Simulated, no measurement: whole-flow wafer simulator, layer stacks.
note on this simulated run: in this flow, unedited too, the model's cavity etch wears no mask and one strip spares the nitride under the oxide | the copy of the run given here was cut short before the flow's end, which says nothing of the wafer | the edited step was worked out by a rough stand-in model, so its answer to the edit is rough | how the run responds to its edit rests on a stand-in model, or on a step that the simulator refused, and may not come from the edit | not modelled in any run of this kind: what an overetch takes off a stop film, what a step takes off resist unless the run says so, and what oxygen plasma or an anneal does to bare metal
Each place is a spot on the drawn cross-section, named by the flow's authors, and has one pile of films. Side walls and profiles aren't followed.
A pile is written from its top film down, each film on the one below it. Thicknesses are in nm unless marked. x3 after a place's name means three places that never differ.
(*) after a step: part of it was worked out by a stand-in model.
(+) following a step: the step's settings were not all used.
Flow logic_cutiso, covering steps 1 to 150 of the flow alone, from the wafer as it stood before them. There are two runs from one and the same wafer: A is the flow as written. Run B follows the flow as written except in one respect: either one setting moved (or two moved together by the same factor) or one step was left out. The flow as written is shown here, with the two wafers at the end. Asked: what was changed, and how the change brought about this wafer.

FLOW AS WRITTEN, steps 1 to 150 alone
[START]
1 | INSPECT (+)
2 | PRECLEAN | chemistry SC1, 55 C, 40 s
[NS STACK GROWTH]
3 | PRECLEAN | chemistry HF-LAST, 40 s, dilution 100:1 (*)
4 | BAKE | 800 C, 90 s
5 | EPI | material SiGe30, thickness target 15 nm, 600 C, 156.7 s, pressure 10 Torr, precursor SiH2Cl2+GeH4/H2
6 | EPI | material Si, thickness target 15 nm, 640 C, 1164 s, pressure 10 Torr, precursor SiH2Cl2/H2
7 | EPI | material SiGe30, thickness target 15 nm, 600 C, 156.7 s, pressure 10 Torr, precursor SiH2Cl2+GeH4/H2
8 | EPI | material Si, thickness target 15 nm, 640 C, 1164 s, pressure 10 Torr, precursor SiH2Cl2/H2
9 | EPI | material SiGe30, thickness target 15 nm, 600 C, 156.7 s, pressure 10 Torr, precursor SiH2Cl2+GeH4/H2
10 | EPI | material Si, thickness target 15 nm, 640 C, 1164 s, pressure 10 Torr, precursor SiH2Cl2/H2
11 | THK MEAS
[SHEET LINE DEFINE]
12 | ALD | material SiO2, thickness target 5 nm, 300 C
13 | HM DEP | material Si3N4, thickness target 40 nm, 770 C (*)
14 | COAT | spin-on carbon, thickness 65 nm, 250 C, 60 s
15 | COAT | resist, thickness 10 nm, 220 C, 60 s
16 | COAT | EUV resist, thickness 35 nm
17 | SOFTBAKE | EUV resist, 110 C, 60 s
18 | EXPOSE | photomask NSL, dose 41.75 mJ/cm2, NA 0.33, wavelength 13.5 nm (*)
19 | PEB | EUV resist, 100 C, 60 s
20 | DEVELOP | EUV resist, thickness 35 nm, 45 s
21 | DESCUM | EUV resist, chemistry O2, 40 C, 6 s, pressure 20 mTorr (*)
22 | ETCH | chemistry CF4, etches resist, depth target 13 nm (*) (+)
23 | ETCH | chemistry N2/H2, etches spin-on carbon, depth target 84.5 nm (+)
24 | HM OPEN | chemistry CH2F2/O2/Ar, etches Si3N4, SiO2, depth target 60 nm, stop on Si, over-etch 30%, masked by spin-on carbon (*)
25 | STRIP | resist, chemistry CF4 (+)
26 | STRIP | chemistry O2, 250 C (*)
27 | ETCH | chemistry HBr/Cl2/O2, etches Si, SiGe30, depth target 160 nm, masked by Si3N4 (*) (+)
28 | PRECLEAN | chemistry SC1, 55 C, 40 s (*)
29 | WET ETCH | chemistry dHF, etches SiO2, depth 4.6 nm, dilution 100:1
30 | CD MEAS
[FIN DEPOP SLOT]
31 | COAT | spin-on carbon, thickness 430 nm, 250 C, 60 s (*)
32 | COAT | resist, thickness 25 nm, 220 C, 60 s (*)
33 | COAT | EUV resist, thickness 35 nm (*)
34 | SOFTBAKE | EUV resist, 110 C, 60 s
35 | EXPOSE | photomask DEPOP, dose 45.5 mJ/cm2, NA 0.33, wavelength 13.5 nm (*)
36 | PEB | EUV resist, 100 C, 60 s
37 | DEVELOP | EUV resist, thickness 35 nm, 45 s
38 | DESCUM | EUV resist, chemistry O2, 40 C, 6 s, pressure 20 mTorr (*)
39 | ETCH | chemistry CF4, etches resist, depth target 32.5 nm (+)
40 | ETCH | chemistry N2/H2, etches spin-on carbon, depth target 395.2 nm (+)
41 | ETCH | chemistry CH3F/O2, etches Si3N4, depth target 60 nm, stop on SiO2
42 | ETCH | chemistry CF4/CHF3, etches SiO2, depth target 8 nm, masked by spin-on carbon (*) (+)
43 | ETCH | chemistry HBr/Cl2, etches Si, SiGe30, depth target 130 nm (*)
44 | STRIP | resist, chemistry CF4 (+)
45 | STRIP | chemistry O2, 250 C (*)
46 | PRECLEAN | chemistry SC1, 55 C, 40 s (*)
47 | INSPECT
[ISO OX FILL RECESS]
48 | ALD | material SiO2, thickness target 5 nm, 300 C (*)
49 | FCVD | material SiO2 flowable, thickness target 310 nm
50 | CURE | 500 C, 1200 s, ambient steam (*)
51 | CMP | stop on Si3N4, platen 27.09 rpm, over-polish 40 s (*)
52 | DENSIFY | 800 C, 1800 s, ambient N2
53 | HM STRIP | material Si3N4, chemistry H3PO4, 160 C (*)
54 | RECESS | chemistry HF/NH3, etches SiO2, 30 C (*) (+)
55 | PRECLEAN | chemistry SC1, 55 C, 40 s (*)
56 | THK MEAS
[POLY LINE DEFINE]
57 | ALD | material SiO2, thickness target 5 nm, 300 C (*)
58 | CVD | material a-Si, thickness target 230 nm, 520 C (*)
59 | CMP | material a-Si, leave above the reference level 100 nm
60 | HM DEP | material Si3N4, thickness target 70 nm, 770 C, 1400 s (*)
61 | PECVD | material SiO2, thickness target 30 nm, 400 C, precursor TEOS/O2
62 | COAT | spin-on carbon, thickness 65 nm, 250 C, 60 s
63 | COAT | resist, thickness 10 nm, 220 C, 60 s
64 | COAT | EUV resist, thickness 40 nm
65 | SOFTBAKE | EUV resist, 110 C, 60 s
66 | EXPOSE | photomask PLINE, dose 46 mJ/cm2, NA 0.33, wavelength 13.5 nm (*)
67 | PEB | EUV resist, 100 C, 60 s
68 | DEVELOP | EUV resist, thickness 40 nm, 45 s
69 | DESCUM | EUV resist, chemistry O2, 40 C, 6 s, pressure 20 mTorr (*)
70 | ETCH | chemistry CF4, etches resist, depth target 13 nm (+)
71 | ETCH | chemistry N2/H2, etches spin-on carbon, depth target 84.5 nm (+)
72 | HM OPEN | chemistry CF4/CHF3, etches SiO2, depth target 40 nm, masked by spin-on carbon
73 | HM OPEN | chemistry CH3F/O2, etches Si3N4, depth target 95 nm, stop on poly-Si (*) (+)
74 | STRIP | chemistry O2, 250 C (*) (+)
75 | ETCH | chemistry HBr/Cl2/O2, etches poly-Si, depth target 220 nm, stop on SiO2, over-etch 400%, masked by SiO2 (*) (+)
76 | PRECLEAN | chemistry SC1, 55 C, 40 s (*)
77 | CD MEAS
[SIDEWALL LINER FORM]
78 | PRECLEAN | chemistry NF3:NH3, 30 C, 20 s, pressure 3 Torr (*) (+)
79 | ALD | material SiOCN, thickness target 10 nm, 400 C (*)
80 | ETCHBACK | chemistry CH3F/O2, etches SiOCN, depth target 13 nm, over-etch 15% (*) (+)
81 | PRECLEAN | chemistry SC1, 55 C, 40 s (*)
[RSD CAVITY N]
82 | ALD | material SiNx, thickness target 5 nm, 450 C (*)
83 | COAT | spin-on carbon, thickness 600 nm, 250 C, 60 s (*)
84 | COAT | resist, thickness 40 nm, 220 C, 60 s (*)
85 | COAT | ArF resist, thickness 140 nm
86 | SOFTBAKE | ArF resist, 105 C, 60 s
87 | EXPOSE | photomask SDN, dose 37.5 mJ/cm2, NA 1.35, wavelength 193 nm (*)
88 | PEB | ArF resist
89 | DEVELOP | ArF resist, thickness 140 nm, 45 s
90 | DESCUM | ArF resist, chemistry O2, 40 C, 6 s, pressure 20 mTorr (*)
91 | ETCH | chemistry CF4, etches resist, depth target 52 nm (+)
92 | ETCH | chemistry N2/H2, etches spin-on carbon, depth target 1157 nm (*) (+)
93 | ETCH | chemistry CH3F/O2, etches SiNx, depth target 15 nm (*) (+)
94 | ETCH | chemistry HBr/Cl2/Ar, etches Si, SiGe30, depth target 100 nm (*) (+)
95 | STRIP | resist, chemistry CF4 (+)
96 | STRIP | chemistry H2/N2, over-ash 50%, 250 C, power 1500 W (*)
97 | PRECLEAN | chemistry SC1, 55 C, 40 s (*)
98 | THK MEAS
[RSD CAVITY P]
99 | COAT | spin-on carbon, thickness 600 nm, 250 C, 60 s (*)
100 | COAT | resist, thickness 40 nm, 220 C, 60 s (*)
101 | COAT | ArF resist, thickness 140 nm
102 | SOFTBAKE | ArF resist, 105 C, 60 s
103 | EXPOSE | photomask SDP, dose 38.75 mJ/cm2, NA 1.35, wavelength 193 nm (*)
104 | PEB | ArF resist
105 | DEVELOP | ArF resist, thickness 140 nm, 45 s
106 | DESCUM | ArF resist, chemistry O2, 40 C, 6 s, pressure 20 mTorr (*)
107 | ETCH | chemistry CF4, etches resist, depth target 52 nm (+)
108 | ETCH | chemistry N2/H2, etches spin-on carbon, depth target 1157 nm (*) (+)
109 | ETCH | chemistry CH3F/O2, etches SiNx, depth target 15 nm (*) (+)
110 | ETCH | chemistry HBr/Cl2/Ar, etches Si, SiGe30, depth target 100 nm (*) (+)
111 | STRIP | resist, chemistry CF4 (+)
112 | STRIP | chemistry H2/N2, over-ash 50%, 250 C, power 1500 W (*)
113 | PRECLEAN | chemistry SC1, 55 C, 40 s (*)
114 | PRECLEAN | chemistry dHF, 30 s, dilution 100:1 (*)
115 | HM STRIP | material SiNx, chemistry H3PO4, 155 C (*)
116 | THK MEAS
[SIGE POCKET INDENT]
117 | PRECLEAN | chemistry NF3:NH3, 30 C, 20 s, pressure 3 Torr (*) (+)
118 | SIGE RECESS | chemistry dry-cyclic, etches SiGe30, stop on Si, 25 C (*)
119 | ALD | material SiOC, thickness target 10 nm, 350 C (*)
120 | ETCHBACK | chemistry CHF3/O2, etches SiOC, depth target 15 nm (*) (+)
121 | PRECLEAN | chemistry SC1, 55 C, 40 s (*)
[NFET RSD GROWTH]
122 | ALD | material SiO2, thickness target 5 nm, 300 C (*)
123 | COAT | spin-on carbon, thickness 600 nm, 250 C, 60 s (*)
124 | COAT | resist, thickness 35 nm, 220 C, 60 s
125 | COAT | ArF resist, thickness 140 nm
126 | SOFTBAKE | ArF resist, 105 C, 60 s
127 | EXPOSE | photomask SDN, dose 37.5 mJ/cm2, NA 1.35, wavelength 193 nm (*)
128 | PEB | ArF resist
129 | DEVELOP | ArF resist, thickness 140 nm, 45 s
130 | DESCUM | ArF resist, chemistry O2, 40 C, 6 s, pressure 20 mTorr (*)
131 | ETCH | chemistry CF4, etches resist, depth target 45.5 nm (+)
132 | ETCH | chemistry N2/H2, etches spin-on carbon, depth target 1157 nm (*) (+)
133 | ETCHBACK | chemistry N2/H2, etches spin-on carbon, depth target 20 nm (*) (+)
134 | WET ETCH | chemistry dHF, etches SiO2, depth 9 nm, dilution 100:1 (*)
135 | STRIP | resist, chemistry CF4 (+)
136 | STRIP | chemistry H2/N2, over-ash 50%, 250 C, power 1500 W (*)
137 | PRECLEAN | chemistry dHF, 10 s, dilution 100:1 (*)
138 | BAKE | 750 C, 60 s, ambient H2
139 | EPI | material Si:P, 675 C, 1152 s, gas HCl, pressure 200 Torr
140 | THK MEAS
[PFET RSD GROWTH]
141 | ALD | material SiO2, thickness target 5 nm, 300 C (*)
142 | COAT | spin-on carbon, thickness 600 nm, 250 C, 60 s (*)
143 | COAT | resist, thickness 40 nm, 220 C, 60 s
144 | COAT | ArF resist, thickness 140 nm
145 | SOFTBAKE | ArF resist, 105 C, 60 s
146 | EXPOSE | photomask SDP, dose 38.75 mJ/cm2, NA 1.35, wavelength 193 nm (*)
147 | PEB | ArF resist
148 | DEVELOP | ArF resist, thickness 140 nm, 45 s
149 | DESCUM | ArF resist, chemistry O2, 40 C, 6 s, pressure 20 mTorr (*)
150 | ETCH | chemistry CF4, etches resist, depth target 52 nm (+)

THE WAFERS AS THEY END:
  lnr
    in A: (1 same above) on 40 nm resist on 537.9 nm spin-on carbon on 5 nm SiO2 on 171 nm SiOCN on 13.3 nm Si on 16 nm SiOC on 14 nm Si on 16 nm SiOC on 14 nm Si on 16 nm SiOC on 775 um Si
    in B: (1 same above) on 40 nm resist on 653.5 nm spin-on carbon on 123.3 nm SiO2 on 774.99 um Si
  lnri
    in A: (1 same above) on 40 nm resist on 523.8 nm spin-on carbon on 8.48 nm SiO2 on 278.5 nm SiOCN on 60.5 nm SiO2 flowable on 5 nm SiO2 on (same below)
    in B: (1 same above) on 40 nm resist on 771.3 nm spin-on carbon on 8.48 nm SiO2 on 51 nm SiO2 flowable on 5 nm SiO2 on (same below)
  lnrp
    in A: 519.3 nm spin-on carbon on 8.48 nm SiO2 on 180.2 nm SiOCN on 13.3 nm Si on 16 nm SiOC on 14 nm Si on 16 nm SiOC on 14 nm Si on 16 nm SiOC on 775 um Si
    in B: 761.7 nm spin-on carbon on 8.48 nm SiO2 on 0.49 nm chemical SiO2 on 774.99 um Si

The reason: step 79, ALD: thickness target 4.2 nm was run, whereas the flow has thickness target 10 nm.

How this came from the change, step by step:
  79 | ALD | material SiOCN, thickness target 10 nm, 400 C (*)
      depop, dpovl, gfld and 19 more: A +10 SiOCN (new film) | B +4.2 SiOCN (new film)
  80 | ETCHBACK | chemistry CH3F/O2, etches SiOCN, depth target 13 nm, over-etch 15% (*) (+)
      lnr, lnrp, lnrt: A +175.1 SiOCN | B -4.2 SiOCN (all of it), -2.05 Si
      lnri: A +271.9 SiOCN | B -4.2 SiOCN (all of it), -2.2 SiO2 flowable
      (also at 18 further places)
  83 | COAT | spin-on carbon, thickness 600 nm, 250 C, 60 s (*)
      gl, glp, tap: A +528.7 spin-on carbon (new film) | B +497.9 spin-on carbon (new film)
      rsdn, rsdw, rsdx: A +716.5 spin-on carbon (new film) | B +685.6 spin-on carbon (new film)
      (also at 11 further places)
  92 | ETCH | chemistry N2/H2, etches spin-on carbon, depth target 1157 nm (*) (+)
      gl, gxn, tap: A -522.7 spin-on carbon (all of it), -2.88 SiNx | B -491.9 spin-on carbon (all of it), -5 SiNx (all of it), -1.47 SiO2
      depop, dpovl, gfld and 12 more: A -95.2 ArF resist (all of it), -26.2 resist | B -95.2 ArF resist (all of it), -34.5 resist
      (also at 4 further places)
  93 | ETCH | chemistry CH3F/O2, etches SiNx, depth target 15 nm (*) (+)
      gl, gxn, tap: A -2.12 SiNx (all of it), -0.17 SiO2 | B -0.15 SiO2
      lnr, lnrt: A -2.15 SiNx (all of it), -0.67 SiOCN | B -1.31 SiNx (all of it), -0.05 chemical SiO2
      (also at 2 further places)
  94 | ETCH | chemistry HBr/Cl2/Ar, etches Si, SiGe30, depth target 100 nm (*) (+)
      lnr, lnrt: A nothing | B -0.44 chemical SiO2 (all of it), -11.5 Si (all of it), -15 SiGe30 (all of it), -15 Si (all of it), -15 SiGe30 (all of it), -15 Si (all of it), -15 SiGe30 (all of it), -13.5 Si
      rsdn, rsdx: A -0.49 chemical SiO2 (all of it), -12.8 Si (all of it), -15 SiGe30 (all of it), -15 Si (all of it), -15 SiGe30 (all of it), -15 Si (all of it), -15 SiGe30 (all of it), -12.2 Si | B -0.44 chemical SiO2 (all of it), -11.5 Si (all of it), -15 SiGe30 (all of it), -15 Si (all of it), -15 SiGe30 (all of it), -15 Si (all of it), -15 SiGe30 (all of it), -13.5 Si
  95 | STRIP | resist, chemistry CF4 (+)
      depop, dpovl, isow, ns, nsgap: A -13 resist (all of it) | B -5.09 resist (all of it)
      gfld, iso, lnri: A -13 resist (all of it) | B -5.17 resist (all of it)
      (also at 7 further places)
  96 | STRIP | chemistry H2/N2, over-ash 50%, 250 C, power 1500 W (*)
      gfld, gxf: A -528.6 spin-on carbon (all of it) | B -497.8 spin-on carbon (all of it)
      glp: A -528.7 spin-on carbon (all of it) | B -497.9 spin-on carbon (all of it)
      (also at 7 further places)
  99 | COAT | spin-on carbon, thickness 600 nm, 250 C, 60 s (*)
      glp, gxp: A +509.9 spin-on carbon (new film) | B +470.9 spin-on carbon (new film)
      lnr, lnrt: A +517.6 spin-on carbon (new film) | B +763.7 spin-on carbon (new film)
      (also at 13 further places)
  108 | ETCH | chemistry N2/H2, etches spin-on carbon, depth target 1157 nm (*) (+)
      glp, gxp: A -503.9 spin-on carbon (all of it), -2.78 SiNx | B -464.9 spin-on carbon (all of it), -5 SiNx (all of it), -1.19 SiO2
      depop, dpovl, gfld and 14 more: A -95.2 ArF resist (all of it), -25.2 resist | B -95.2 ArF resist (all of it), -33.1 resist
      (also at 3 further places)
  109 | ETCH | chemistry CH3F/O2, etches SiNx, depth target 15 nm (*) (+)
      glp, gxp: A -2.22 SiNx (all of it), -0.17 SiO2 | B -0.16 SiO2
      rsdp, rsdw: A -4.26 SiNx (all of it) | B -1.45 SiNx (all of it), -0.06 chemical SiO2
      (also at 1 further place)
  110 | ETCH | chemistry HBr/Cl2/Ar, etches Si, SiGe30, depth target 100 nm (*) (+)
      lnrp: A nothing | B -0.43 chemical SiO2 (all of it), -11.5 Si (all of it), -15 SiGe30 (all of it), -15 Si (all of it), -15 SiGe30 (all of it), -15 Si (all of it), -15 SiGe30 (all of it), -13.5 Si
      rsdp, rsdw: A -0.49 chemical SiO2 (all of it), -12.8 Si (all of it), -15 SiGe30 (all of it), -15 Si (all of it), -15 SiGe30 (all of it), -15 Si (all of it), -15 SiGe30 (all of it), -12.2 Si | B -0.43 chemical SiO2 (all of it), -11.5 Si (all of it), -15 SiGe30 (all of it), -15 Si (all of it), -15 SiGe30 (all of it), -15 Si (all of it), -15 SiGe30 (all of it), -13.5 Si
  111 | STRIP | resist, chemistry CF4 (+)
      depop, dpovl, gfld, isow, ns, nsgap: A -14 resist (all of it) | B -6.51 resist (all of it)
      gl, rsdx: A -14.1 resist (all of it) | B -6.63 resist (all of it)
      (also at 9 further places)
  112 | STRIP | chemistry H2/N2, over-ash 50%, 250 C, power 1500 W (*)
      lnr, lnrt: A -517.6 spin-on carbon (all of it) | B -763.7 spin-on carbon (all of it)
      rsdn, rsdx: A -802.8 spin-on carbon (all of it) | B -763.7 spin-on carbon (all of it)
      (also at 8 further places)
  114 | PRECLEAN | chemistry dHF, 30 s, dilution 100:1 (*)
      lnr, lnrt: A -0.49 SiOCN | B -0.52 chemical SiO2 (all of it)
  115 | HM STRIP | material SiNx, chemistry H3PO4, 155 C (*)
      lnr, lnrp, lnrt: A -0.58 SiOCN | B +0.5 chemical SiO2 (new film), -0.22 Si
  ... another 12 steps ...
  142 | COAT | spin-on carbon, thickness 600 nm, 250 C, 60 s (*)
      gl, tap: A +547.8 spin-on carbon (new film) | B +508.1 spin-on carbon (new film)
      gxf, plug: A +525.3 spin-on carbon (new film) | B +486.4 spin-on carbon (new film)
      (also at 13 further places)
